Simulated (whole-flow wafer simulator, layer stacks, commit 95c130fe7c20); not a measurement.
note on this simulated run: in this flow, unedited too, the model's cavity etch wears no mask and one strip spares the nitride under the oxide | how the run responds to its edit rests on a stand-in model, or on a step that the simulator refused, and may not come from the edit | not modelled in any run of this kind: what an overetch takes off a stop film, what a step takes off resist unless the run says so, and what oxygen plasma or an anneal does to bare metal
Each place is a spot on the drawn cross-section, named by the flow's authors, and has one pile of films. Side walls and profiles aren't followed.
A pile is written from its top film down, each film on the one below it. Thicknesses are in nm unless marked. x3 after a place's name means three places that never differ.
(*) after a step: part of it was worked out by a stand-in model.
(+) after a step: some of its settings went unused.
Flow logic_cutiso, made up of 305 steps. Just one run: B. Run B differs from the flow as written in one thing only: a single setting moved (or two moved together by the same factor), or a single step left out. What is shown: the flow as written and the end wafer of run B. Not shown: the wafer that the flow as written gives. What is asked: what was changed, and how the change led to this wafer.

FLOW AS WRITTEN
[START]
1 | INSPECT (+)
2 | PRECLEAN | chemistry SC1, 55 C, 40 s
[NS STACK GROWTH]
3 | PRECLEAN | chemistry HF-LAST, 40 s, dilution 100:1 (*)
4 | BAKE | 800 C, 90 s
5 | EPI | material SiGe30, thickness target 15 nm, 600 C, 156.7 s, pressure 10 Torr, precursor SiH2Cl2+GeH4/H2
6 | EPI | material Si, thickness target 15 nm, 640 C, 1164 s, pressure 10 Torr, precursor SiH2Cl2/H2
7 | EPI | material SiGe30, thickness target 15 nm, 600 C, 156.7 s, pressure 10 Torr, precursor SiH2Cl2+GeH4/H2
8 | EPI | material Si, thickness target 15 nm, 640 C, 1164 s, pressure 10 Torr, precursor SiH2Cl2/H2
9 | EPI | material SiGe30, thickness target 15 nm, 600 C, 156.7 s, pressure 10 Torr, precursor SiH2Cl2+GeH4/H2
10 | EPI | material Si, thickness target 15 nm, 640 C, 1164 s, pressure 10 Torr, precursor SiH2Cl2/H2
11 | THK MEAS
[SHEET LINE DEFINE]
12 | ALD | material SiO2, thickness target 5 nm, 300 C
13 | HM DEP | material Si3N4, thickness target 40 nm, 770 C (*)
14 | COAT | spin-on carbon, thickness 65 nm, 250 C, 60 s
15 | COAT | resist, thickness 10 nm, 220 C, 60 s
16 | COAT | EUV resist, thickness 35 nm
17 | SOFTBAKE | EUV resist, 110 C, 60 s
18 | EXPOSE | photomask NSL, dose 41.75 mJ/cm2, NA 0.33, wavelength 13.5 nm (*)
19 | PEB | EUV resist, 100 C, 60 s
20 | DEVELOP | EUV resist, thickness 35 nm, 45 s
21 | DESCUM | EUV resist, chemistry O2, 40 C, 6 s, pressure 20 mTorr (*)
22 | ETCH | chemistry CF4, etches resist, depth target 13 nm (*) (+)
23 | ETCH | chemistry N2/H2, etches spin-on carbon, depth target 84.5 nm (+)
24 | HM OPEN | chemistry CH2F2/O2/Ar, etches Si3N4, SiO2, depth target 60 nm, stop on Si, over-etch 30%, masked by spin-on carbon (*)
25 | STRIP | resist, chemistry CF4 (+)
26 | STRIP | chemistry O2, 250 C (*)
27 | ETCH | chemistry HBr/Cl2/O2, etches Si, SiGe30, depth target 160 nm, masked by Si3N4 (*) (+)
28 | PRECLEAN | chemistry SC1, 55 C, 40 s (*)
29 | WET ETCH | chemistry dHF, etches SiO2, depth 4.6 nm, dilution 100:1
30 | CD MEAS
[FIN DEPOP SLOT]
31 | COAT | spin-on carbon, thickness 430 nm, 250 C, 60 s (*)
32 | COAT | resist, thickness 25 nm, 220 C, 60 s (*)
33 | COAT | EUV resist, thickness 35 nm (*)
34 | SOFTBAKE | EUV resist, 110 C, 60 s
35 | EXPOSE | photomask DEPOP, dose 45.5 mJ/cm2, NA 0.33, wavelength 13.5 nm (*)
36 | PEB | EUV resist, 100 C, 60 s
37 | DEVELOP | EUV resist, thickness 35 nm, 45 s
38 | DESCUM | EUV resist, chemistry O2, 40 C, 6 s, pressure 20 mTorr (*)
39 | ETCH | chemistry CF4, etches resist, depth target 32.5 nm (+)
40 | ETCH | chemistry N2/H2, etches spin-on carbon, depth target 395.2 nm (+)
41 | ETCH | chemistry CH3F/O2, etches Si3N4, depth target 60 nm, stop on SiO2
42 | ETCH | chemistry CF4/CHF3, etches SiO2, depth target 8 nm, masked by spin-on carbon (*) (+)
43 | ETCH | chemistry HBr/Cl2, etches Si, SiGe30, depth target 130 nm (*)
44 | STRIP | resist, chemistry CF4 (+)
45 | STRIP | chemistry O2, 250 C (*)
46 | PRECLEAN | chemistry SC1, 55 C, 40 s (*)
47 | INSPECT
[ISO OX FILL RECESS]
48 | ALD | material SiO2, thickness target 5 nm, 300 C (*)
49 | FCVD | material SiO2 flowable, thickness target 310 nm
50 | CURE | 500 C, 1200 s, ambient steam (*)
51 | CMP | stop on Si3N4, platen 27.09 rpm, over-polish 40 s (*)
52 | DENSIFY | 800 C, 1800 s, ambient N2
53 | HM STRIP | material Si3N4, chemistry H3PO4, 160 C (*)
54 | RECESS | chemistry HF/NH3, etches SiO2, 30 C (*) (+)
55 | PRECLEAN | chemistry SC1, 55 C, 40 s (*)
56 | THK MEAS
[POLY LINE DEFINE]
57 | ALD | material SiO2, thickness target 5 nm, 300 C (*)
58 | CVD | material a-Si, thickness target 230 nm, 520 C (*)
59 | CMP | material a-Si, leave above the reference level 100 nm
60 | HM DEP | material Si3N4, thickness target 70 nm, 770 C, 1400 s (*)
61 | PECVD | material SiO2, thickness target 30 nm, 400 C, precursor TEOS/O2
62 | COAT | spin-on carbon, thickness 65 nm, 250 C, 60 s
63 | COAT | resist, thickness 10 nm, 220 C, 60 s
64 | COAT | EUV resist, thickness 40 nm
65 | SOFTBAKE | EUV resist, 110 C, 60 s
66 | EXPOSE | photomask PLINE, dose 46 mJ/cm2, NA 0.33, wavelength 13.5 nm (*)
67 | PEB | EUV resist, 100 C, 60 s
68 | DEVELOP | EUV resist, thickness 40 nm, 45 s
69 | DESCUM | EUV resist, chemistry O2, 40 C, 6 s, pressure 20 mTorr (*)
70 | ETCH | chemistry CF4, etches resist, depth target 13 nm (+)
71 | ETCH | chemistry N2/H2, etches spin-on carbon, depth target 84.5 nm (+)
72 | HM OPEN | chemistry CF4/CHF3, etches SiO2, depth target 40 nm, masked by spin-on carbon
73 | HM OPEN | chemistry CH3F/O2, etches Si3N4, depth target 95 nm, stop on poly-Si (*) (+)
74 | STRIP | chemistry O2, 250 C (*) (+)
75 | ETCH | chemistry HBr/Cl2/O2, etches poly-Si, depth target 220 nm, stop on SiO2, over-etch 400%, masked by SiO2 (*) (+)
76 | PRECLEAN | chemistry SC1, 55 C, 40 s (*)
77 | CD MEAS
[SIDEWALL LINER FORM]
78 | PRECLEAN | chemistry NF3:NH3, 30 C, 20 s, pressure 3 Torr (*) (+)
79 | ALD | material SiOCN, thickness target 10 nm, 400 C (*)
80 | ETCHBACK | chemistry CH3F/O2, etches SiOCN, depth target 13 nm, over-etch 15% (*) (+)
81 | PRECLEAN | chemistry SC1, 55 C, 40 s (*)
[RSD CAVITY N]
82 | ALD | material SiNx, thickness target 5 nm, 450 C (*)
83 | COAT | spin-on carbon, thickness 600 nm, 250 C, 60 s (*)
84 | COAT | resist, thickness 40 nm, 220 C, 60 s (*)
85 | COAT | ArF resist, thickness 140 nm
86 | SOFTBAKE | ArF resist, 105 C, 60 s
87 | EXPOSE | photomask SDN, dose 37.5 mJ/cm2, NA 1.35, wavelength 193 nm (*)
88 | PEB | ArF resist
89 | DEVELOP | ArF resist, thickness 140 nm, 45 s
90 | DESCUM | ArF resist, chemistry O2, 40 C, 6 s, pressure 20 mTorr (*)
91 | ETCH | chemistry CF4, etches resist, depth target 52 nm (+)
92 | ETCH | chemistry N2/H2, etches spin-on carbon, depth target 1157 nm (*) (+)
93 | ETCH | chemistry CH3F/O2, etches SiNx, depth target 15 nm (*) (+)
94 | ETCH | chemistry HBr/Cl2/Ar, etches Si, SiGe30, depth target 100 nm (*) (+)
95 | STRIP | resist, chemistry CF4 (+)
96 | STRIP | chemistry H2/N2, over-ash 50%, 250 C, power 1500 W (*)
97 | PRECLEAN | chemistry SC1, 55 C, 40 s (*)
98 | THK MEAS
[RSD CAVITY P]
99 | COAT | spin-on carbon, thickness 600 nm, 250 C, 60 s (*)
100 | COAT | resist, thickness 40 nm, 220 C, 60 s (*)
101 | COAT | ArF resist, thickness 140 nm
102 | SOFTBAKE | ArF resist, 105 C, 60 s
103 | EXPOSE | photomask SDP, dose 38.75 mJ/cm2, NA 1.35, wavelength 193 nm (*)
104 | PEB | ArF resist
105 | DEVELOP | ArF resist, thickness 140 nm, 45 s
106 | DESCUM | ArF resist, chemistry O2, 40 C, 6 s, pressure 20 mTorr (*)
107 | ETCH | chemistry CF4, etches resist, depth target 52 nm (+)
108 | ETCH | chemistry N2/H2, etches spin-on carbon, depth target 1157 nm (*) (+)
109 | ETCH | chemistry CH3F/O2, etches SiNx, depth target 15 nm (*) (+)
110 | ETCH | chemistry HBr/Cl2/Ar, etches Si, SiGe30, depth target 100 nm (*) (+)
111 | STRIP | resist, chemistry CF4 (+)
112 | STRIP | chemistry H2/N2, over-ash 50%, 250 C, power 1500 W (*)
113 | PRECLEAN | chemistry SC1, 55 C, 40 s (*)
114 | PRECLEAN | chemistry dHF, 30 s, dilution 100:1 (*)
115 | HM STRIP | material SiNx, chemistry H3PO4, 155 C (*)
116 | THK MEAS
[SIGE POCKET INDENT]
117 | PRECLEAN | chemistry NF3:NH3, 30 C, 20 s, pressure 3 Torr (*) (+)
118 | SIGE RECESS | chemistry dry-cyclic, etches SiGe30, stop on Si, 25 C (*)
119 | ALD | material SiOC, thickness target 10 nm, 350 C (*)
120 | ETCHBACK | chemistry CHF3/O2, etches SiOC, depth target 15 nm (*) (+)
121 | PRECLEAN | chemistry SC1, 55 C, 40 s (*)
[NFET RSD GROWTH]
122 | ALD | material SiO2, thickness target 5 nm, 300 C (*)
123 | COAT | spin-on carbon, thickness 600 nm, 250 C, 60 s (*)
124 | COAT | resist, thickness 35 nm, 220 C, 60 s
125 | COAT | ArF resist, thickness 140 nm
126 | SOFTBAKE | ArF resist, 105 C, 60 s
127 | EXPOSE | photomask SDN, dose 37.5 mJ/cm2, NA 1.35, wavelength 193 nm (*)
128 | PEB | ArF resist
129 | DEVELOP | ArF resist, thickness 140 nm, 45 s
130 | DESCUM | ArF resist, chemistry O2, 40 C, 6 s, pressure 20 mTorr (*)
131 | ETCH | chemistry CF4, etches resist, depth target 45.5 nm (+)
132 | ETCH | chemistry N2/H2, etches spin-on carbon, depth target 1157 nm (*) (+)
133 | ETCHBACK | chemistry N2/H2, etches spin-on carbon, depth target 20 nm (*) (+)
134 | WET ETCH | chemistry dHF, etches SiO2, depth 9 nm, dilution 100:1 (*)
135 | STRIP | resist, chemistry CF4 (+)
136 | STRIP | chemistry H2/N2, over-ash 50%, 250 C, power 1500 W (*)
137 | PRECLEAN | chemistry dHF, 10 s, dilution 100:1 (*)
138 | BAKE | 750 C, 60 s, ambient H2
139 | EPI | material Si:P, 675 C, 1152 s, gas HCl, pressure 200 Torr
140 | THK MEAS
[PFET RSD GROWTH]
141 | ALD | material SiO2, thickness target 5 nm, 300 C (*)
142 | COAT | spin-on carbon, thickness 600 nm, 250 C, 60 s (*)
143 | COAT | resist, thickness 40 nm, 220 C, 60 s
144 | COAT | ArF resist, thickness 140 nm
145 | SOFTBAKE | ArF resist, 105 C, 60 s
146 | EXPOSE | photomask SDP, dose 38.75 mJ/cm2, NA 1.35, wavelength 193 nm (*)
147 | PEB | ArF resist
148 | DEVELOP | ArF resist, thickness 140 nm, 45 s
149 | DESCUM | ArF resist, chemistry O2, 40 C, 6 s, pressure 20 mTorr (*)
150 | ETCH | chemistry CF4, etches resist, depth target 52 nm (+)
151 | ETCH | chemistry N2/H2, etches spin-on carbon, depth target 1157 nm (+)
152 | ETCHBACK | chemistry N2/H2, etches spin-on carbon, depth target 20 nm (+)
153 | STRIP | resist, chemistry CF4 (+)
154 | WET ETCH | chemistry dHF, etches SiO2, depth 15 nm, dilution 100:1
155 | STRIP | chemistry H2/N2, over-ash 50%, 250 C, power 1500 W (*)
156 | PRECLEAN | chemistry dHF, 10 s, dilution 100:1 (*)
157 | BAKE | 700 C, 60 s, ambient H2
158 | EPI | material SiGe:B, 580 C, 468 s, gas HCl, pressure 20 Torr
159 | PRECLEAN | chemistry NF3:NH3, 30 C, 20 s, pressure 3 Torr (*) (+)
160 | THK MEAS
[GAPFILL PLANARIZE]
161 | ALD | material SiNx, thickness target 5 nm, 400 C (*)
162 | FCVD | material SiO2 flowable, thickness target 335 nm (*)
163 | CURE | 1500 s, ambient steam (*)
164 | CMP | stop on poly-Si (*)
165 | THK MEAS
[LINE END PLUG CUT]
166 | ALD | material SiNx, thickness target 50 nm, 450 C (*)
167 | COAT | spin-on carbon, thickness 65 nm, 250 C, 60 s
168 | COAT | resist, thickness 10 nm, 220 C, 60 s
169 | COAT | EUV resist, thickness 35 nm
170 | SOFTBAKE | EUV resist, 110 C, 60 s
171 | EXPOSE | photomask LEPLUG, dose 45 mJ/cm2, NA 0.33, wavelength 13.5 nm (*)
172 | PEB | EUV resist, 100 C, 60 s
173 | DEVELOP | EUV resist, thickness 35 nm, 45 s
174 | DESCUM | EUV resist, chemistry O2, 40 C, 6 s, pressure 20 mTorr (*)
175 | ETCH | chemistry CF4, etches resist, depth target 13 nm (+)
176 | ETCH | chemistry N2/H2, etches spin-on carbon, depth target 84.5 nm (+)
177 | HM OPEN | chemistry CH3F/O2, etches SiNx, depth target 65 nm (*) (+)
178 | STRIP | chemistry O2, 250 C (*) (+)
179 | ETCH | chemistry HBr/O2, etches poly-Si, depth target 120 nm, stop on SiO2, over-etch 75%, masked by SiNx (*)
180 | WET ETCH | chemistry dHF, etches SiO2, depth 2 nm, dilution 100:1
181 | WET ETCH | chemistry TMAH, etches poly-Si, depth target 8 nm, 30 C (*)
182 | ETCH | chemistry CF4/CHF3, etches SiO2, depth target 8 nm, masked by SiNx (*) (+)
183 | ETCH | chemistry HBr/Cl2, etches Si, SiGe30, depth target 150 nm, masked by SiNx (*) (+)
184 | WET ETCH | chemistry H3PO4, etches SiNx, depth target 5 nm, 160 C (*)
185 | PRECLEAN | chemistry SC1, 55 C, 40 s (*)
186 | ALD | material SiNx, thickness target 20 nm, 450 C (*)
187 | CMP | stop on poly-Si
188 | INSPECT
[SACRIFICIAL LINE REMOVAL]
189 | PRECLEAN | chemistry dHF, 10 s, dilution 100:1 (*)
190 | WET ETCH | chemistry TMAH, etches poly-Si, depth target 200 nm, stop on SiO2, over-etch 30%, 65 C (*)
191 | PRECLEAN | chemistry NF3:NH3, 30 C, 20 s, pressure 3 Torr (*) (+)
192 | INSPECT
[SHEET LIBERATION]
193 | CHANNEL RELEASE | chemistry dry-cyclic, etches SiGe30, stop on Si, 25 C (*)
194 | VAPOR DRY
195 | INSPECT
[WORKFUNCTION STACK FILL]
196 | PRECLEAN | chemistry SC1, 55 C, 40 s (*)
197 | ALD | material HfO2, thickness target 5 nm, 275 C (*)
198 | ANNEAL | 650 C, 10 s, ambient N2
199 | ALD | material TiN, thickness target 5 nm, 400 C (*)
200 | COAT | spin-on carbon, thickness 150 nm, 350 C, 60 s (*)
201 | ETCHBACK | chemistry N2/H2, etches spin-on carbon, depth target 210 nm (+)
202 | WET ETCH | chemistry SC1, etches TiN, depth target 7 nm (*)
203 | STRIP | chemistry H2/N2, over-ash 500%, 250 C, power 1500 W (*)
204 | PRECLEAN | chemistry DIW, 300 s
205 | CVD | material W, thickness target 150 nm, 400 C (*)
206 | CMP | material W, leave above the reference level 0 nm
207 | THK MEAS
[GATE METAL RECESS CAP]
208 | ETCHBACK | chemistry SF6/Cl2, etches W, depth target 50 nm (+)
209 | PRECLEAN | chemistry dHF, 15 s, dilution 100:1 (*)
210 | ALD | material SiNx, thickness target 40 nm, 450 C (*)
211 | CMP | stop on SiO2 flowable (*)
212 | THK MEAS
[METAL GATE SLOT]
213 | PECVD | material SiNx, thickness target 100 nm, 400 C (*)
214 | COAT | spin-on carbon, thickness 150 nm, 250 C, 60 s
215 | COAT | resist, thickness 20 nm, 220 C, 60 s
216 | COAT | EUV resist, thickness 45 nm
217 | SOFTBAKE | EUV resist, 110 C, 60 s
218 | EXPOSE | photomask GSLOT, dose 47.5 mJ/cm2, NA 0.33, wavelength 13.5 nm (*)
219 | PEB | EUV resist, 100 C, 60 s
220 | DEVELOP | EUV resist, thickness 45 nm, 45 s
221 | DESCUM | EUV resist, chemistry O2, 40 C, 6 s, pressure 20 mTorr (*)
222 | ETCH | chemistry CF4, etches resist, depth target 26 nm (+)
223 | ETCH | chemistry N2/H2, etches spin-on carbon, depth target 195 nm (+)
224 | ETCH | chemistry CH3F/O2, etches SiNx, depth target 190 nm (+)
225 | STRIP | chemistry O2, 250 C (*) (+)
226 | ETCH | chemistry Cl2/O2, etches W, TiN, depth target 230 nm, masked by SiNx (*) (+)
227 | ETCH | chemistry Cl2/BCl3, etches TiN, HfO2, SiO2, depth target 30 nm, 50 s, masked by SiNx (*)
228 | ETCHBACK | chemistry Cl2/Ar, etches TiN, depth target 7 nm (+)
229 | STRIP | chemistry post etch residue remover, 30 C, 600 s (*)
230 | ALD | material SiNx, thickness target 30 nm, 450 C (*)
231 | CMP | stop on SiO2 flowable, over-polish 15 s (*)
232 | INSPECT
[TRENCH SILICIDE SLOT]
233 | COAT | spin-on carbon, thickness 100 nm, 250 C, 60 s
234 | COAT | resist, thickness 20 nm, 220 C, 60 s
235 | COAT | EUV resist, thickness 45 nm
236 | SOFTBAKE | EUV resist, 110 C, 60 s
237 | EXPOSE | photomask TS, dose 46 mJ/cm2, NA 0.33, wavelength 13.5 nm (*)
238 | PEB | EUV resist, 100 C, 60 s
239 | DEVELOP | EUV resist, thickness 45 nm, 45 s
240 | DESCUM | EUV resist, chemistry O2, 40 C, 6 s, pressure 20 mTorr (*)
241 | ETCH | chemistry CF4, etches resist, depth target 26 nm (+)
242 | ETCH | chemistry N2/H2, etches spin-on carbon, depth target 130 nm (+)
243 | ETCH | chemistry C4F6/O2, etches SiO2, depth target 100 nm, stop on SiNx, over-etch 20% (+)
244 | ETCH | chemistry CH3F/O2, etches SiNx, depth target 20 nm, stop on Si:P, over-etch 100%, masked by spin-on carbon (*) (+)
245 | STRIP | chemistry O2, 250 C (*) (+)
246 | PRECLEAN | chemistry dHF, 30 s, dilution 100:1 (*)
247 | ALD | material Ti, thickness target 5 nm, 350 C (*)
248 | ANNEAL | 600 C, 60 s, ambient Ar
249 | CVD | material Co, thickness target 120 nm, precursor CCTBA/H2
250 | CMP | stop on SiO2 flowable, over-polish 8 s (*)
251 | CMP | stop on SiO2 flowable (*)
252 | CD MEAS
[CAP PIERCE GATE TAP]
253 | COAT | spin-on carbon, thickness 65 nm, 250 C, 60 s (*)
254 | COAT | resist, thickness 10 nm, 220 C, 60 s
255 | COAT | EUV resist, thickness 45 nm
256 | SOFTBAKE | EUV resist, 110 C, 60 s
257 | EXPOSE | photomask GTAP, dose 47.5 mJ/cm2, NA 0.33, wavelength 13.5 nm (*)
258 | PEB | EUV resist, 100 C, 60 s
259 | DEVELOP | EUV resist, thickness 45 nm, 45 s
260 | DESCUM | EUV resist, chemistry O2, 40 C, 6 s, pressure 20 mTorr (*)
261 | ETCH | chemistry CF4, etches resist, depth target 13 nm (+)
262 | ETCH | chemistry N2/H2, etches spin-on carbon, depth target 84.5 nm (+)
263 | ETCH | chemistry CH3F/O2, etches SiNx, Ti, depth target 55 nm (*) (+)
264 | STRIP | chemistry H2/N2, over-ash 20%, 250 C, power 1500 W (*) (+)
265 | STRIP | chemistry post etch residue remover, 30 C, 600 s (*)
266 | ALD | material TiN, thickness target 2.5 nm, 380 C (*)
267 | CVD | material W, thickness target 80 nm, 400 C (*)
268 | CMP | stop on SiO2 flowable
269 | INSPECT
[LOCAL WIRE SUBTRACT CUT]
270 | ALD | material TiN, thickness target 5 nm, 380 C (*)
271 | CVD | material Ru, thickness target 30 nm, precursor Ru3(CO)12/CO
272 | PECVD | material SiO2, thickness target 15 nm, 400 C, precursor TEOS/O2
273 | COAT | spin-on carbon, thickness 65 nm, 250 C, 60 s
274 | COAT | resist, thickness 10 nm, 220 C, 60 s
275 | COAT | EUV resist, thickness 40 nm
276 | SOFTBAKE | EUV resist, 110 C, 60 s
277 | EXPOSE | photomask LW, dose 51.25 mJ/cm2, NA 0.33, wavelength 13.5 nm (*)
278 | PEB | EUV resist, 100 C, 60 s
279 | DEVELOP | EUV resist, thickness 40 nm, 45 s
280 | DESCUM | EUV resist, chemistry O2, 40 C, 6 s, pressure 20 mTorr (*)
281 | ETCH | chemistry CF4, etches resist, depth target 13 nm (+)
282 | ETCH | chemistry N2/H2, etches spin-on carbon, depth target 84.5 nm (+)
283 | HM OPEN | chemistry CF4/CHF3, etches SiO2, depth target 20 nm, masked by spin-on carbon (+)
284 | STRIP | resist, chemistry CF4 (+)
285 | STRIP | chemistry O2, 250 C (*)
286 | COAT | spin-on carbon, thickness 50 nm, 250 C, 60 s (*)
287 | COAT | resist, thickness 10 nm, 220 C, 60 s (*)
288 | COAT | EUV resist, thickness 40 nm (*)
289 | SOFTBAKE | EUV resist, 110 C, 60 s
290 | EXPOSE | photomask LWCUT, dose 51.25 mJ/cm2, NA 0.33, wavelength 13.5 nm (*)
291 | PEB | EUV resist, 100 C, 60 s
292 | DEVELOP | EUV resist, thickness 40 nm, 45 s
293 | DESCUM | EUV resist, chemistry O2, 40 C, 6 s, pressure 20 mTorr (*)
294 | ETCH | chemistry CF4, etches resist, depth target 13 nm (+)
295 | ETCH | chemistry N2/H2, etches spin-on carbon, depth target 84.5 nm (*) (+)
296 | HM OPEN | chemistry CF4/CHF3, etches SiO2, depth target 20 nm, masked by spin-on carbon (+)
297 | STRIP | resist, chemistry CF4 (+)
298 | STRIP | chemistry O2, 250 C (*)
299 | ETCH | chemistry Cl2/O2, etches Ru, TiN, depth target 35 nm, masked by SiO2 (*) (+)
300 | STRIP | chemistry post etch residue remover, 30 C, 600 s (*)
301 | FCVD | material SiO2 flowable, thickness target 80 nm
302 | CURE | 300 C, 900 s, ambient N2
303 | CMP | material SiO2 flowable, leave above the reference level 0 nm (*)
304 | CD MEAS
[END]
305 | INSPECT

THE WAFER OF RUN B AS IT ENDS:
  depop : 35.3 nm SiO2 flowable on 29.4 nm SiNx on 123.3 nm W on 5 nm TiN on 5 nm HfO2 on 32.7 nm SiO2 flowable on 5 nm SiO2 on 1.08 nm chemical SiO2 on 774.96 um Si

Cause: step 201, ETCHBACK: depth target 105 nm was run, whereas the flow has depth target 210 nm.

The path from the change to this, step by step:
  201 | ETCHBACK | chemistry N2/H2, etches spin-on carbon, depth target 210 nm (+)
      lnr, lnrp: -105 spin-on carbon (as written it would have been: -133.9 spin-on carbon (all of it))
      rsdn, rsdw: -105 spin-on carbon (as written it would have been: -145.8 spin-on carbon (all of it))
      (and at 17 other places as well)
  202 | WET ETCH | chemistry SC1, etches TiN, depth target 7 nm (*)
      depop, dpovl, iso and 11 more: -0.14 spin-on carbon (as written it would have been: -5 TiN (all of it))
  203 | STRIP | chemistry H2/N2, over-ash 500%, 250 C, power 1500 W (*)
      depop, dpovl: -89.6 spin-on carbon (all of it) (as written it would have been: nothing)
      lnr, lnrp: -28.8 spin-on carbon (all of it) (as written it would have been: nothing)
      (and at 17 other places as well)
  206 | CMP | material W, leave above the reference level 0 nm
      lnr, lnri, lnrp, lnrt: -150 W (all of it), -5 TiN (all of it), -5 HfO2 (all of it), -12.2 SiOCN (as written it would have been: -150 W (all of it), -5 HfO2 (all of it), -12.2 SiOCN)
      rsdn, rsdp, rsdw, rsdx: -162.2 W (all of it), -5 TiN (all of it), -5 HfO2 (all of it) (as written it would have been: -162.2 W (all of it), -5 HfO2 (all of it))
      (and at 14 other places as well)
